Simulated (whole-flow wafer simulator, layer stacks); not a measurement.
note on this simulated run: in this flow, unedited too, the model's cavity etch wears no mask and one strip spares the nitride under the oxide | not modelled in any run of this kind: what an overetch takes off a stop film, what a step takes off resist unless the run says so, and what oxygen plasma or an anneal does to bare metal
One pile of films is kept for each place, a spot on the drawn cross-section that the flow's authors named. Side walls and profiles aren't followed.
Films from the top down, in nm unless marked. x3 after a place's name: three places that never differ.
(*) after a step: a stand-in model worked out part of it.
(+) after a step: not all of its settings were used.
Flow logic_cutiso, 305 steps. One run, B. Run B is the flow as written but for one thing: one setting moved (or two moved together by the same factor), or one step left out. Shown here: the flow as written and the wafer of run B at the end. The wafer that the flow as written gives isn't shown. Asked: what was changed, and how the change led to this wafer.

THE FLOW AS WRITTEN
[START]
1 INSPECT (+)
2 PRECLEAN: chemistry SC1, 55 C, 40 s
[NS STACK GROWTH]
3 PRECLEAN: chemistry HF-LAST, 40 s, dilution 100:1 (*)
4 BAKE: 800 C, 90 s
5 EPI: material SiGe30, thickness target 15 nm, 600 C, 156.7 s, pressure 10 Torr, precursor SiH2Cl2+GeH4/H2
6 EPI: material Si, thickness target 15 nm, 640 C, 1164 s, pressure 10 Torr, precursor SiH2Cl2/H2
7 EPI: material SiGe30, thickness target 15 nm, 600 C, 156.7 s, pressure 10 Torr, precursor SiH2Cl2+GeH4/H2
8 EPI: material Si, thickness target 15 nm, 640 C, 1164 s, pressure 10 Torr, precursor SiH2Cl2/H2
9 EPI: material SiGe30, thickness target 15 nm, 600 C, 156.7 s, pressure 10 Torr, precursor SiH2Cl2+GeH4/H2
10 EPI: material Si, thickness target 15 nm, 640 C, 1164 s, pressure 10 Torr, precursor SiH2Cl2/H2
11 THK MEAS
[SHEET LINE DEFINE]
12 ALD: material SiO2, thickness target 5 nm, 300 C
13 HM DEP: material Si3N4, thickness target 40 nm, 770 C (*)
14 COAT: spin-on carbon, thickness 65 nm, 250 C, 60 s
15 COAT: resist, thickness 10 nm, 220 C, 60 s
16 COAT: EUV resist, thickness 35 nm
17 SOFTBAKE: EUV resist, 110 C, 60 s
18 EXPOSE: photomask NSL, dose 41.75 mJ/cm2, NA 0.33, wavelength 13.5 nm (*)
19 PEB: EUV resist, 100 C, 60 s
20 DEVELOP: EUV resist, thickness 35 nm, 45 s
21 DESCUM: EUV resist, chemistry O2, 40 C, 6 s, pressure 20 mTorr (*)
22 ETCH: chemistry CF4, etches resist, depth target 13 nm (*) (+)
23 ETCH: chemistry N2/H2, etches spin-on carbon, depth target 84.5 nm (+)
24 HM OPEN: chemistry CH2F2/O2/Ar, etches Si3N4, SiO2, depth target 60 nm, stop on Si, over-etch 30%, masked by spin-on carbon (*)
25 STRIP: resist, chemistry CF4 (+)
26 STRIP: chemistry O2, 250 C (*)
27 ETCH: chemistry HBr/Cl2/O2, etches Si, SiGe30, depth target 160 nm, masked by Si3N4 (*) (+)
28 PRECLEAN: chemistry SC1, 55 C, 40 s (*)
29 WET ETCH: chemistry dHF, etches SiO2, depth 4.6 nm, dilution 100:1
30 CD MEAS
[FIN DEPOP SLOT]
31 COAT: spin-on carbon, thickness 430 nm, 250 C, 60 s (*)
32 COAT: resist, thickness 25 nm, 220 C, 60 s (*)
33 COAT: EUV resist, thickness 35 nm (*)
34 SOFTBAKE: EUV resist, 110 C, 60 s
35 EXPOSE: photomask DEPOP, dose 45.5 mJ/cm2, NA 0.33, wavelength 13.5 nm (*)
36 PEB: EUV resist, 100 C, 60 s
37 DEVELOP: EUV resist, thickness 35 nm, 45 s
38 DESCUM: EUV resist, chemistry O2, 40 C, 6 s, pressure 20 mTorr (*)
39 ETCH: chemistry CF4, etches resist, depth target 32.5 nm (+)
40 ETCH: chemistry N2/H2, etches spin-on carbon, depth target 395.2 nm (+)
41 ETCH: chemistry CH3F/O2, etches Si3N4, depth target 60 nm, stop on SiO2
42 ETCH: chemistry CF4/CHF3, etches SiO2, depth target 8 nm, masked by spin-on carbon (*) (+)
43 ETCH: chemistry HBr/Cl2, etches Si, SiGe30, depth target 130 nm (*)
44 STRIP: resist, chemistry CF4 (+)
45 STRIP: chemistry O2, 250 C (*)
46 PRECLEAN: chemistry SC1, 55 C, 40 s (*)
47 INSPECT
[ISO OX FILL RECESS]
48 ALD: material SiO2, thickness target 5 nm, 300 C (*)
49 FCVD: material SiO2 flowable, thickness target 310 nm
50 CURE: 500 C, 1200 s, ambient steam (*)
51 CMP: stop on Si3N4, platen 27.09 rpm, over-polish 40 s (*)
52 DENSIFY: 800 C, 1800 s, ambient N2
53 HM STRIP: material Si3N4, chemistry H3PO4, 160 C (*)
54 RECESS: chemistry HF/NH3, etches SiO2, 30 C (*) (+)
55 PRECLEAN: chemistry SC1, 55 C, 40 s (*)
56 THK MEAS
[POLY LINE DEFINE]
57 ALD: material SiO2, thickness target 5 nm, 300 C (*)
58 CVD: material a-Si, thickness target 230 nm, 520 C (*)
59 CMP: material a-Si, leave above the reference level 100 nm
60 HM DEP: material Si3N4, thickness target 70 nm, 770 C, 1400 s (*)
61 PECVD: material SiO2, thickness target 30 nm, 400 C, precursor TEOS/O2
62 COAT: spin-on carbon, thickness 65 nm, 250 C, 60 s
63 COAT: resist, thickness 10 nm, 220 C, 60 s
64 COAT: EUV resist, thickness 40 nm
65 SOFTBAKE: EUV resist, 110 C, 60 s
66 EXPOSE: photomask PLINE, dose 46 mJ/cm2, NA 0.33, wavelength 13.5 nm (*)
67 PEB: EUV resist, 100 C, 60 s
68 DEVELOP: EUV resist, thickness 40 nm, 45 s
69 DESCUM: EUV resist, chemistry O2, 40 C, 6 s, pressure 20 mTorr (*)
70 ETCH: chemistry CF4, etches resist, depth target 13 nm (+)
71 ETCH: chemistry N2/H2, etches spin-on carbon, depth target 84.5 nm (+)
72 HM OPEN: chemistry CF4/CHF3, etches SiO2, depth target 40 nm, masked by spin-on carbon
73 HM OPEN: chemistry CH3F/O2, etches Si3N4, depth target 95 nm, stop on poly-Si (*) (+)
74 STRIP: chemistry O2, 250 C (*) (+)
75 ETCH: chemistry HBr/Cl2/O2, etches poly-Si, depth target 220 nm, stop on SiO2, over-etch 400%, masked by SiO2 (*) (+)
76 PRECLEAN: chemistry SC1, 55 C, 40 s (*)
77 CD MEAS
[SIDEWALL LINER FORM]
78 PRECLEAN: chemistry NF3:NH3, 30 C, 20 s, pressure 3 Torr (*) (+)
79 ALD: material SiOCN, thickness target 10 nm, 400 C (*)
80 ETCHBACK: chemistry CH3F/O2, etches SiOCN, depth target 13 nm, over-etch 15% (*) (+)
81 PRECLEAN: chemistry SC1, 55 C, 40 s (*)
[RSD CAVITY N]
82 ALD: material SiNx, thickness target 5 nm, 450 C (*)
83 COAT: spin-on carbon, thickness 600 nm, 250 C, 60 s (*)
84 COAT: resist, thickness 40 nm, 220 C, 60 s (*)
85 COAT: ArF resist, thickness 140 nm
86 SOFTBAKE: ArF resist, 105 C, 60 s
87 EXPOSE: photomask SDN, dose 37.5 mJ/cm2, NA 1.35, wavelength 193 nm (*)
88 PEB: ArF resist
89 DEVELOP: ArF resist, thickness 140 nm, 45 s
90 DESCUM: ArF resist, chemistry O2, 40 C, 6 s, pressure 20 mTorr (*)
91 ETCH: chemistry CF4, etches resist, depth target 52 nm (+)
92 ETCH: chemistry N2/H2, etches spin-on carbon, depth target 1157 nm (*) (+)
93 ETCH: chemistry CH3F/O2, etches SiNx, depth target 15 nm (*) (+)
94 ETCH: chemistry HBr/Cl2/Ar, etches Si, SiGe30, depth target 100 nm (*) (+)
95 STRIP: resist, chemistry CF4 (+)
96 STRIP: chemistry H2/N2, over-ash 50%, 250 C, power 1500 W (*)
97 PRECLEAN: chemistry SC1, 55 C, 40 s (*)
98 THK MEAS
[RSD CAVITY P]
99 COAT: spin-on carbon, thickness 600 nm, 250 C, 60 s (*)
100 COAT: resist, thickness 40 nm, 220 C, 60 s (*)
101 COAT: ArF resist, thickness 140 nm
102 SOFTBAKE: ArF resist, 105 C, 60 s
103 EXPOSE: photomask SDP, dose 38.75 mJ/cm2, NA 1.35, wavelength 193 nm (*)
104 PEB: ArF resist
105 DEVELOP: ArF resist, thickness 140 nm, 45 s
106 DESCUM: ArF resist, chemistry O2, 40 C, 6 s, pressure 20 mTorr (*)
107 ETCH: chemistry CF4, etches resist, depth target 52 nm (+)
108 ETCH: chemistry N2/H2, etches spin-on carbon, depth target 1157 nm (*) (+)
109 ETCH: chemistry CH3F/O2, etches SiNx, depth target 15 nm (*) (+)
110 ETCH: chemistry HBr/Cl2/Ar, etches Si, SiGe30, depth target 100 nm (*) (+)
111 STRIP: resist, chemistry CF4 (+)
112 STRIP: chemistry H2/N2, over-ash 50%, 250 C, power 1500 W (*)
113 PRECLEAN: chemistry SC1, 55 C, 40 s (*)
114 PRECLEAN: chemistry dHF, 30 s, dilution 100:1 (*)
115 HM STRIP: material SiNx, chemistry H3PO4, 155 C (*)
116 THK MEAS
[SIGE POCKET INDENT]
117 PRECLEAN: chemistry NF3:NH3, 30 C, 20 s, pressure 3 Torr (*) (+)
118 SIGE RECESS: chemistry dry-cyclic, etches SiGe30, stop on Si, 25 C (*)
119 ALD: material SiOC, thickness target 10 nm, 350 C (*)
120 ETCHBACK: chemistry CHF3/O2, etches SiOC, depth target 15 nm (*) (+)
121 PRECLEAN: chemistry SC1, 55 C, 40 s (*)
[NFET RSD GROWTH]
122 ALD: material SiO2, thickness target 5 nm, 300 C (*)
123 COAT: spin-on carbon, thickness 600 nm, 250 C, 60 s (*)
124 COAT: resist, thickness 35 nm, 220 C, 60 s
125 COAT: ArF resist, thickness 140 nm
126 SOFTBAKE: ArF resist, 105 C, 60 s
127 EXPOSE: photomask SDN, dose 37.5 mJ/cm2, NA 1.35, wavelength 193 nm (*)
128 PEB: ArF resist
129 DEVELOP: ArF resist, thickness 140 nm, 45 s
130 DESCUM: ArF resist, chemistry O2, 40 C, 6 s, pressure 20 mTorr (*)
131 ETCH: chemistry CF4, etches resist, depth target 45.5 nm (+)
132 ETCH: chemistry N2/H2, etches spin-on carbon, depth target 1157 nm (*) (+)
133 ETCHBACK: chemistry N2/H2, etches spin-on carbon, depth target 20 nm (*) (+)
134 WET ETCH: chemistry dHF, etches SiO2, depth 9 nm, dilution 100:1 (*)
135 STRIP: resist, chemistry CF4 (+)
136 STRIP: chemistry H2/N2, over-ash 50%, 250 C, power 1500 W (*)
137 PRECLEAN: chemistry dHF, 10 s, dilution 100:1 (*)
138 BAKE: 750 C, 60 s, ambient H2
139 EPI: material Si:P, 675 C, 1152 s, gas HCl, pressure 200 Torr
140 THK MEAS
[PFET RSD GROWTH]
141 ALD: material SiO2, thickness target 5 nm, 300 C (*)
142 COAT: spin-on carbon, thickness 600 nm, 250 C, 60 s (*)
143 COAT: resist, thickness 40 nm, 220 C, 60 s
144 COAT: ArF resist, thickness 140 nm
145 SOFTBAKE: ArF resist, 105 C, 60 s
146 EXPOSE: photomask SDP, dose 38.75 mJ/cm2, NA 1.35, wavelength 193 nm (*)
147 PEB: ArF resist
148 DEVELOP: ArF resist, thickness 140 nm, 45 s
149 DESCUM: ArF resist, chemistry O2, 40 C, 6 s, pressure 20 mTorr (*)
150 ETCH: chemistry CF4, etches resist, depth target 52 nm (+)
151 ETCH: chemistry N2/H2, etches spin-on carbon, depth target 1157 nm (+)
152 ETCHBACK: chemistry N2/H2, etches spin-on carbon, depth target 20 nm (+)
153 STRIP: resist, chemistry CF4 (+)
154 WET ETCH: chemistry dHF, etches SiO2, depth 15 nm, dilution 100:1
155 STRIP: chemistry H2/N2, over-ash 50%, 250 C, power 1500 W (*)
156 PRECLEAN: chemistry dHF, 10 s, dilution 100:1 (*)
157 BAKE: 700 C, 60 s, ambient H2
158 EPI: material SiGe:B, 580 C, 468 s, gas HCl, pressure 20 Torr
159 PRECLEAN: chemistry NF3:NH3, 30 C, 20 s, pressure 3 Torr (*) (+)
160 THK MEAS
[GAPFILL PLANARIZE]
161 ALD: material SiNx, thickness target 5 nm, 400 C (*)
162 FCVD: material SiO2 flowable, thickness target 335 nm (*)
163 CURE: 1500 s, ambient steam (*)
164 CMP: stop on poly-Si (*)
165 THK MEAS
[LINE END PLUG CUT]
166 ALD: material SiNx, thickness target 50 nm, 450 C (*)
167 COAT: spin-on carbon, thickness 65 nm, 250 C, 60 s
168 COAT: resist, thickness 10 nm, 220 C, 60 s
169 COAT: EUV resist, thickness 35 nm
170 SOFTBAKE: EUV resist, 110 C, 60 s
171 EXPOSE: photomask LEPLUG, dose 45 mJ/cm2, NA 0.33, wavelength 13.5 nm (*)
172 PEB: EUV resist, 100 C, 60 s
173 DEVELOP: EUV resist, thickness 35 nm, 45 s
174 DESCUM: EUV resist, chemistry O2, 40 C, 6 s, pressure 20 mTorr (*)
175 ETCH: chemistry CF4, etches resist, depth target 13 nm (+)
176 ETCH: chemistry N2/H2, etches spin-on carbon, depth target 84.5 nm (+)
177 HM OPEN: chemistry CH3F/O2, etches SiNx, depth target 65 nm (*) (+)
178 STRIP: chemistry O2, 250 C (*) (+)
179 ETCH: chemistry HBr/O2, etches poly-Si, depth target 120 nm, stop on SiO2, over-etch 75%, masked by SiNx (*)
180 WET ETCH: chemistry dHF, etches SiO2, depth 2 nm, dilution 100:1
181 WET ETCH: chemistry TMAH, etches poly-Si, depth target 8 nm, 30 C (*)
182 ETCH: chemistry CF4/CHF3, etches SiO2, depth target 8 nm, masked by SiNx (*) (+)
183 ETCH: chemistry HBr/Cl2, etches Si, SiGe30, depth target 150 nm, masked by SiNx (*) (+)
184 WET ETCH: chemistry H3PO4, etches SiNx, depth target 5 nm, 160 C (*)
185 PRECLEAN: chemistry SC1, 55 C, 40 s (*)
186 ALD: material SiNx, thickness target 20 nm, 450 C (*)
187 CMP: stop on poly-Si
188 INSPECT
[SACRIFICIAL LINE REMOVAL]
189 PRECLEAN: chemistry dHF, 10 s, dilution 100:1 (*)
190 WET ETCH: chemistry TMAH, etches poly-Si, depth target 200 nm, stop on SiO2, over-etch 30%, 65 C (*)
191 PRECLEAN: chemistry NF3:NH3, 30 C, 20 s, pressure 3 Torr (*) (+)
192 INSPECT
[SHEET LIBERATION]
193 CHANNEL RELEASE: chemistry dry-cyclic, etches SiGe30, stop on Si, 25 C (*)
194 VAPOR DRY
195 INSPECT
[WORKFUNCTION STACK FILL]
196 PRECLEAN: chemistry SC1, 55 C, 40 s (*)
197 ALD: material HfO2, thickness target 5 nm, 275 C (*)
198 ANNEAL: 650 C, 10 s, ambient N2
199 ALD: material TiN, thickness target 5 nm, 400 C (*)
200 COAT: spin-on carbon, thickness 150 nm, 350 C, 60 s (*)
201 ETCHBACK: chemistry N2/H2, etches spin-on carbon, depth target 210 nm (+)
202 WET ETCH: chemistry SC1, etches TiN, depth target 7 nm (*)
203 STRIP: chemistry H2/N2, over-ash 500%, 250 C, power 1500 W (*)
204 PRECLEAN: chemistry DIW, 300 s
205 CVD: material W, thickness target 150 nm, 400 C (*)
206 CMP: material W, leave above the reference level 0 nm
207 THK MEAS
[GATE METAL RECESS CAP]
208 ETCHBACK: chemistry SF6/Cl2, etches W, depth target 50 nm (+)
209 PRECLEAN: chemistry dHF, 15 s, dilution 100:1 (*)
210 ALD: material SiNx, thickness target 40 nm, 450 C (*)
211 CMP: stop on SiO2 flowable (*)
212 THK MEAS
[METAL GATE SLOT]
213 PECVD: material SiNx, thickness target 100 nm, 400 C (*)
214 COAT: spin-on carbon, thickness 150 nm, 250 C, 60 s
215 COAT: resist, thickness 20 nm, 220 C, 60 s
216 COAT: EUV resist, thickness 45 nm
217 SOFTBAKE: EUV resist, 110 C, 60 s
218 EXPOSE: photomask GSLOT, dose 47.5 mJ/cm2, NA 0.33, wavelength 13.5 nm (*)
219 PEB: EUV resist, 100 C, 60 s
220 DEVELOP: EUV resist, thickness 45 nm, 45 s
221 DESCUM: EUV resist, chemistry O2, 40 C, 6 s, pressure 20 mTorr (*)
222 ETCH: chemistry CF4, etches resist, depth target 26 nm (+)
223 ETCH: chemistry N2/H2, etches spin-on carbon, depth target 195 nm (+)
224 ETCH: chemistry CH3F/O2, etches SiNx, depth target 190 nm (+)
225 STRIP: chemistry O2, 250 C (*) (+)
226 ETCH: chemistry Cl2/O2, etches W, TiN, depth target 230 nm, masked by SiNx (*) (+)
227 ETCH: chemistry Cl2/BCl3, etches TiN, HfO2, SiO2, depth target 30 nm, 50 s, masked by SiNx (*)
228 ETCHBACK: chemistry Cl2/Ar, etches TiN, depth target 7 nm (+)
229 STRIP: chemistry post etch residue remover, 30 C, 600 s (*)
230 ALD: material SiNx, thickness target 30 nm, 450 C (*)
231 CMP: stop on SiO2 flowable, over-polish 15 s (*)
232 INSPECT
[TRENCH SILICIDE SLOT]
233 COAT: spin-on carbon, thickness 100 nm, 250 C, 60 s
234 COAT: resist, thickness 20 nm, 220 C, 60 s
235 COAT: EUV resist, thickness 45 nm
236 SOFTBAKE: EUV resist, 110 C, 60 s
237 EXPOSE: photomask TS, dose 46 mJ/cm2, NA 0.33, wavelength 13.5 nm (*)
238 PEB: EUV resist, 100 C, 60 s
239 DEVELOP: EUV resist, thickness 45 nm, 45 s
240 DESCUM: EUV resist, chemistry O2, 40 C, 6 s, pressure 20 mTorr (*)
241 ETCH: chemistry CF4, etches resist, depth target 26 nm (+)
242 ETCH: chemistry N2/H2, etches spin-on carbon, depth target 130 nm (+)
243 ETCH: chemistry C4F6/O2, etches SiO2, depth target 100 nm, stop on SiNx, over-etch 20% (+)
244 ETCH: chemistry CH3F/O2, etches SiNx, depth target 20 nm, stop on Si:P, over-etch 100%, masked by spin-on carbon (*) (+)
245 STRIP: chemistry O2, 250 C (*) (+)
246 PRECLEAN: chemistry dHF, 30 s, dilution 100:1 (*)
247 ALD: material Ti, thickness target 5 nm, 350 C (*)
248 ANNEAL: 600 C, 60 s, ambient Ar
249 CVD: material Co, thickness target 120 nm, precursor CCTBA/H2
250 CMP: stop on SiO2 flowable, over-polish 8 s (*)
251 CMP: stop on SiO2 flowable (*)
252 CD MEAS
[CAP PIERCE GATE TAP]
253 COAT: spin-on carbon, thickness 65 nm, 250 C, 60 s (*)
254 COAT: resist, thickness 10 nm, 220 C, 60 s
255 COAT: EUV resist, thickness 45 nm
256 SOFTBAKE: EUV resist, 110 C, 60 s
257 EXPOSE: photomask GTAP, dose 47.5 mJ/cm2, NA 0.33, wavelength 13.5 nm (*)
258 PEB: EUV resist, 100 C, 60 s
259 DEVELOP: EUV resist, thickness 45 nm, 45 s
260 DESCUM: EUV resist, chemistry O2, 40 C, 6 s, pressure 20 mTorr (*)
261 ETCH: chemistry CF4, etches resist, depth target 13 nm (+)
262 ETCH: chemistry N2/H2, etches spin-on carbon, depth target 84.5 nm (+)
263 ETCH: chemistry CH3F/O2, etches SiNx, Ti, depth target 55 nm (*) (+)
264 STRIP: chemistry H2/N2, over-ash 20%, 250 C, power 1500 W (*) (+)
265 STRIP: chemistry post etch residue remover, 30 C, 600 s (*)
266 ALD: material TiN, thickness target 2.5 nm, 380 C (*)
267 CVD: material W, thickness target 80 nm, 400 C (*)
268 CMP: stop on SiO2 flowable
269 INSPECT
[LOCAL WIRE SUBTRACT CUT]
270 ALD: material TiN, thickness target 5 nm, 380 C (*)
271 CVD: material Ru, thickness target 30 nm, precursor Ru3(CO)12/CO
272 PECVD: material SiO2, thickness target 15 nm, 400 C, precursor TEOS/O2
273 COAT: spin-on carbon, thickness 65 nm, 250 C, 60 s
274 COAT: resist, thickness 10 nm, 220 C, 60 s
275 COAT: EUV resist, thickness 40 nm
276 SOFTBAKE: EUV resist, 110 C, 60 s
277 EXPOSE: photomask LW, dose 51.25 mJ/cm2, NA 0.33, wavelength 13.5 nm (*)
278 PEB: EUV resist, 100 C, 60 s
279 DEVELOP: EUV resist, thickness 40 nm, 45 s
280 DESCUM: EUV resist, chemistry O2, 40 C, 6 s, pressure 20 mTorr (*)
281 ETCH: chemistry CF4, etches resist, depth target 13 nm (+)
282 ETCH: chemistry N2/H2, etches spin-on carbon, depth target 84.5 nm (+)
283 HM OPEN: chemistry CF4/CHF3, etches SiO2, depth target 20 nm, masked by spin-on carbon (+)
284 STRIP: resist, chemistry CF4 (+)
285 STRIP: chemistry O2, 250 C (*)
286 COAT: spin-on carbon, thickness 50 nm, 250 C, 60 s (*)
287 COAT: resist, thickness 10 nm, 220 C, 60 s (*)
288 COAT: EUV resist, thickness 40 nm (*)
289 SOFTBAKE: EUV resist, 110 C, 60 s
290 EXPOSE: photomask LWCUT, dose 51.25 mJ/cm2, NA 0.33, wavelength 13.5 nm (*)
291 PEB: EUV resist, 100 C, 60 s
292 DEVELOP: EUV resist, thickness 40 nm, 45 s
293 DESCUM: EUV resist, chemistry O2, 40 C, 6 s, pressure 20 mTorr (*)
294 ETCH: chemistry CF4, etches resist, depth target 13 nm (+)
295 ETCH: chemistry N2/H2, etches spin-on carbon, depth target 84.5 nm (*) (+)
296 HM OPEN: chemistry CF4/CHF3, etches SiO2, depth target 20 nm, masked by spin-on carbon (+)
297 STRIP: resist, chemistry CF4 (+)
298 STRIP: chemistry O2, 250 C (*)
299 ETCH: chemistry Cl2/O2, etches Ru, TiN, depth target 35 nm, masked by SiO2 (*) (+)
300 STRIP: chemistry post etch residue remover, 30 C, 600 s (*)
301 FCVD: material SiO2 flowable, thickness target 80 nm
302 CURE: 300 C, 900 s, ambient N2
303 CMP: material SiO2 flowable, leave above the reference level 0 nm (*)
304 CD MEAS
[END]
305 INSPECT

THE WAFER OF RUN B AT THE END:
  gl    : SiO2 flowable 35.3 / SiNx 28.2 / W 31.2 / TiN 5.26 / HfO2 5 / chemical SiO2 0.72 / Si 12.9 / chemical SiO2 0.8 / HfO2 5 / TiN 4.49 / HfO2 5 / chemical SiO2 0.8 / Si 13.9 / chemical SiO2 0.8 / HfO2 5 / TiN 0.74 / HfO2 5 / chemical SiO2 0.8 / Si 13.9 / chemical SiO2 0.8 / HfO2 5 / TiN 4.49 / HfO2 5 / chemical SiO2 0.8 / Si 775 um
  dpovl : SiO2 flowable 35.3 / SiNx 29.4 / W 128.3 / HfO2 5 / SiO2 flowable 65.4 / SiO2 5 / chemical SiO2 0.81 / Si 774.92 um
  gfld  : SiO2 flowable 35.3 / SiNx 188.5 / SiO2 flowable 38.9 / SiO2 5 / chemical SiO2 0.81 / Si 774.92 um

The cause: step 7, EPI: 117.5 s was run, where the flow has 156.7 s.

How the change led to this, step by step:
  7 EPI: material SiGe30, thickness target 15 nm, 600 C, 156.7 s, pressure 10 Torr, precursor SiH2Cl2+GeH4/H2
      depop, dpovl, gfld and 19 more: SiGe30 +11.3 (new film) (as written it would be: SiGe30 +15 (new film))
  27 ETCH: chemistry HBr/Cl2/O2, etches Si, SiGe30, depth target 160 nm, masked by Si3N4 (*) (+)
      gfld, gxf, iso, lnri: chemical SiO2 -0.79 (all of it), Si -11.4 (all of it), SiGe30 -15 (all of it), Si -15 (all of it), SiGe30 -11.3 (all of it), Si -15 (all of it), SiGe30 -15 (all of it), Si -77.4 (as written it would be: chemical SiO2 -0.79 (all of it), Si -11.4 (all of it), SiGe30 -15 (all of it), Si -15 (all of it), SiGe30 -15 (all of it), Si -15 (all of it), SiGe30 -15 (all of it), Si -73.6)
      dpovl, nsgap: chemical SiO2 -0.79 (all of it), Si -11.8 (all of it), SiGe30 -15 (all of it), Si -15 (all of it), SiGe30 -11.3 (all of it), Si -15 (all of it), SiGe30 -15 (all of it), Si -77 (as written it would be: chemical SiO2 -0.79 (all of it), Si -11.8 (all of it), SiGe30 -15 (all of it), Si -15 (all of it), SiGe30 -15 (all of it), Si -15 (all of it), SiGe30 -15 (all of it), Si -73.2)
      (and at 1 more place)
  43 ETCH: chemistry HBr/Cl2, etches Si, SiGe30, depth target 130 nm (*)
      depop: Si -14 (all of it), SiGe30 -15 (all of it), Si -15 (all of it), SiGe30 -11.3 (all of it), Si -15 (all of it), SiGe30 -15 (all of it), Si -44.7 (as written it would be: Si -14 (all of it), SiGe30 -15 (all of it), Si -15 (all of it), SiGe30 -15 (all of it), Si -15 (all of it), SiGe30 -15 (all of it), Si -41)
  94 ETCH: chemistry HBr/Cl2/Ar, etches Si, SiGe30, depth target 100 nm (*) (+)
      rsdn, rsdx: chemical SiO2 -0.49 (all of it), Si -12.8 (all of it), SiGe30 -15 (all of it), Si -15 (all of it), SiGe30 -11.3 (all of it), Si -15 (all of it), SiGe30 -15 (all of it), Si -15.9 (as written it would be: chemical SiO2 -0.49 (all of it), Si -12.8 (all of it), SiGe30 -15 (all of it), Si -15 (all of it), SiGe30 -15 (all of it), Si -15 (all of it), SiGe30 -15 (all of it), Si -12.2)
  110 ETCH: chemistry HBr/Cl2/Ar, etches Si, SiGe30, depth target 100 nm (*) (+)
      rsdp, rsdw: chemical SiO2 -0.49 (all of it), Si -12.8 (all of it), SiGe30 -15 (all of it), Si -15 (all of it), SiGe30 -11.3 (all of it), Si -15 (all of it), SiGe30 -15 (all of it), Si -15.9 (as written it would be: chemical SiO2 -0.49 (all of it), Si -12.8 (all of it), SiGe30 -15 (all of it), Si -15 (all of it), SiGe30 -15 (all of it), Si -15 (all of it), SiGe30 -15 (all of it), Si -12.2)
  118 SIGE RECESS: chemistry dry-cyclic, etches SiGe30, stop on Si, 25 C (*)
      lnr, lnrp, lnrt: SiOCN -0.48, Si -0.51, cavity +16 (new film), SiGe30 -15 (all of it), Si -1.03, cavity +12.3 (new film), SiGe30 -11.3 (all of it), Si -1.03, cavity +16 (new film), SiGe30 -15 (all of it), Si -0.51 (as written it would be: SiOCN -0.48, Si -0.51, cavity +16 (new film), SiGe30 -15 (all of it), Si -1.03, cavity +16 (new film), SiGe30 -15 (all of it), Si -1.03, cavity +16 (new film), SiGe30 -15 (all of it), Si -0.51)
  119 ALD: material SiOC, thickness target 10 nm, 350 C (*)
      lnr, lnrp, lnrt: SiOC +10 (new film), SiOC +16 (new film), cavity -16 (all of it), SiOC +12.3 (new film), cavity -12.3 (all of it), SiOC +16 (new film), cavity -16 (all of it) (as written it would be: SiOC +10 (new film), SiOC +16 (new film), cavity -16 (all of it), SiOC +16 (new film), cavity -16 (all of it), SiOC +16 (new film), cavity -16 (all of it))
  183 ETCH: chemistry HBr/Cl2, etches Si, SiGe30, depth target 150 nm, masked by SiNx (*) (+)
      plug: Si -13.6 (all of it), SiGe30 -15 (all of it), Si -15 (all of it), SiGe30 -11.3 (all of it), Si -15 (all of it), SiGe30 -15 (all of it), Si -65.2 (as written it would be: Si -13.6 (all of it), SiGe30 -15 (all of it), Si -15 (all of it), SiGe30 -15 (all of it), Si -15 (all of it), SiGe30 -15 (all of it), Si -61.4)
  193 CHANNEL RELEASE: chemistry dry-cyclic, etches SiGe30, stop on Si, 25 C (*)
      gl, glp, gxn, gxp, ns, tap: chemical SiO2 +0.8 (new film), Si -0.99, chemical SiO2 +0.8 (new film), cavity +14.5 (new film), chemical SiO2 +0.8 (new film), SiGe30 -15 (all of it), Si -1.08, chemical SiO2 +0.8 (new film), cavity +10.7 (new film), chemical SiO2 +0.8 (new film), SiGe30 -11.3 (all of it), Si -1.08, chemical SiO2 +0.8 (new film), cavity +14.5 (new film), chemical SiO2 +0.8 (new film), SiGe30 -15 (all of it), Si -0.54 (as written it would be: chemical SiO2 +0.8 (new film), Si -0.99, chemical SiO2 +0.8 (new film), cavity +14.5 (new film), chemical SiO2 +0.8 (new film), SiGe30 -15 (all of it), Si -1.08, chemical SiO2 +0.8 (new film), cavity +14.5 (new film), chemical SiO2 +0.8 (new film), SiGe30 -15 (all of it), Si -1.08, chemical SiO2 +0.8 (new film), cavity +14.5 (new film), chemical SiO2 +0.8 (new film), SiGe30 -15 (all of it), Si -0.54)
  199 ALD: material TiN, thickness target 5 nm, 400 C (*)
      gl, glp, tap: TiN +5.26 (new film), TiN +4.49 (new film), cavity -4.49 (all of it), TiN +0.74 (new film), cavity -0.74 (all of it), TiN +4.49 (new film), cavity -4.49 (all of it) (as written it would be: TiN +5.26 (new film), TiN +4.49 (new film), cavity -4.49 (all of it), TiN +4.49 (new film), cavity -4.49 (all of it), TiN +4.49 (new film), cavity -4.49 (all of it))
      gxn, gxp, ns: TiN +5 (new film), TiN +4.49 (new film), cavity -4.49 (all of it), TiN +0.74 (new film), cavity -0.74 (all of it), TiN +4.49 (new film), cavity -4.49 (all of it) (as written it would be: TiN +5 (new film), TiN +4.49 (new film), cavity -4.49 (all of it), TiN +4.49 (new film), cavity -4.49 (all of it), TiN +4.49 (new film), cavity -4.49 (all of it))
